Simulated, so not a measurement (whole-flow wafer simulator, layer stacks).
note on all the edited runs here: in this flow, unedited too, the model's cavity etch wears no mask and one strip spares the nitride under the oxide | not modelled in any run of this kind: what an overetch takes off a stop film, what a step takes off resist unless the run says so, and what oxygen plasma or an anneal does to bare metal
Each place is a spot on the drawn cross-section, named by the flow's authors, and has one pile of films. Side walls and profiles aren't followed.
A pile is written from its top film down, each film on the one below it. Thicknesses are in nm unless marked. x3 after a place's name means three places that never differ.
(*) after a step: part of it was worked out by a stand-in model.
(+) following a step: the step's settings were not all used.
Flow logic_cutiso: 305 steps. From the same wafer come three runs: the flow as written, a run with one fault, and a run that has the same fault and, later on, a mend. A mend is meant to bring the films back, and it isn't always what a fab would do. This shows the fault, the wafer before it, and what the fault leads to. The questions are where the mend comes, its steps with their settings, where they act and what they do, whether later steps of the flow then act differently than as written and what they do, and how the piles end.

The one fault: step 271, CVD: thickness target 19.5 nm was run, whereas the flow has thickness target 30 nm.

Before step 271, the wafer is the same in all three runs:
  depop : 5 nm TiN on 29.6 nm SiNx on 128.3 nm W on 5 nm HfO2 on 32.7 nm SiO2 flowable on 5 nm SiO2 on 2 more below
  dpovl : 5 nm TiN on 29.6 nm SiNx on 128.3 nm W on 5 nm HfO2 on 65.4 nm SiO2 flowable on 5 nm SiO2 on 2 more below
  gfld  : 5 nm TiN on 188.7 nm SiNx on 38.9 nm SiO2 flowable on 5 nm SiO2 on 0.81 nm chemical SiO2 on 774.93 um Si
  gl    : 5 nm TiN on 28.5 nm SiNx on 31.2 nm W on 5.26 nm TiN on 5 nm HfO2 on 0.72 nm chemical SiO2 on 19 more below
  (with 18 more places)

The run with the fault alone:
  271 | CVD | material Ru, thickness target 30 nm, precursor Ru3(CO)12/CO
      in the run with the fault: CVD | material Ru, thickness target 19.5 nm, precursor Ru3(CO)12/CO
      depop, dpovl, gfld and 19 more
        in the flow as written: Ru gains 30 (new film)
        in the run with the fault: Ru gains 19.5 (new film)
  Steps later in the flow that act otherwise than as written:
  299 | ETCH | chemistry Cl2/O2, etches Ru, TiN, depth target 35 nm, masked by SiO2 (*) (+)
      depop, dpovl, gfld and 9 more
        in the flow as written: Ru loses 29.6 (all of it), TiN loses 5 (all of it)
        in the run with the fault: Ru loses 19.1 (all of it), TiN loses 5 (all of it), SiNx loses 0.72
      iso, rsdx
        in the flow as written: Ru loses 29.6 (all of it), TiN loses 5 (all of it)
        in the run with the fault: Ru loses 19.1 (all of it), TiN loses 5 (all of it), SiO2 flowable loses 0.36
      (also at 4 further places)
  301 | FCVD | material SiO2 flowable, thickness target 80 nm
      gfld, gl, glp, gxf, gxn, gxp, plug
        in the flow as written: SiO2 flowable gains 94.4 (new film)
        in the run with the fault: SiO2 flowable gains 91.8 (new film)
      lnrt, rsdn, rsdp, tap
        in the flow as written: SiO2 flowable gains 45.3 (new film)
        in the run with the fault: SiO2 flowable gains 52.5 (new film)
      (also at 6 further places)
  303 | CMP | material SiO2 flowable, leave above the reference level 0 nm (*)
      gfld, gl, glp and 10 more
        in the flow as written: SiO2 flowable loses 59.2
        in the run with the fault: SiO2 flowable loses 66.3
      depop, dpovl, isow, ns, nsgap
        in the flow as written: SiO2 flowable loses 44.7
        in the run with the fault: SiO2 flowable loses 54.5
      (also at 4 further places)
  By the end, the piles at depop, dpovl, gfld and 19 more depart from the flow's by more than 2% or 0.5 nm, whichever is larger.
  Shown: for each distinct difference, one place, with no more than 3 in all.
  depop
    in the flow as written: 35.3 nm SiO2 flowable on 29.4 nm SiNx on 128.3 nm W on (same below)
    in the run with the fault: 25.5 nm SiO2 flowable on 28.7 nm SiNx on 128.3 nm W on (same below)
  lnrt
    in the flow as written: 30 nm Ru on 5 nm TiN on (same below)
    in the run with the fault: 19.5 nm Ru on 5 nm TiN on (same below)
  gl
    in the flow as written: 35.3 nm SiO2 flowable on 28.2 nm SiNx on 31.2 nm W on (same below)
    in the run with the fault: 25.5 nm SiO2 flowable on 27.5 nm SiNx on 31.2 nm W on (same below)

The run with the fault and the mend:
  The mend follows step 271.
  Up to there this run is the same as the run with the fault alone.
  271a | CVD | material Ru, thickness target 10.5 nm, precursor Ru3(CO)12/CO (the flow's step 271, run once more with other settings)
      depop, dpovl, gfld and 19 more
        Ru gains 10.5
  Every later step of the flow that is run acts as written at every place that is followed.
  At every place that both follow, the piles at the end match the flow's.
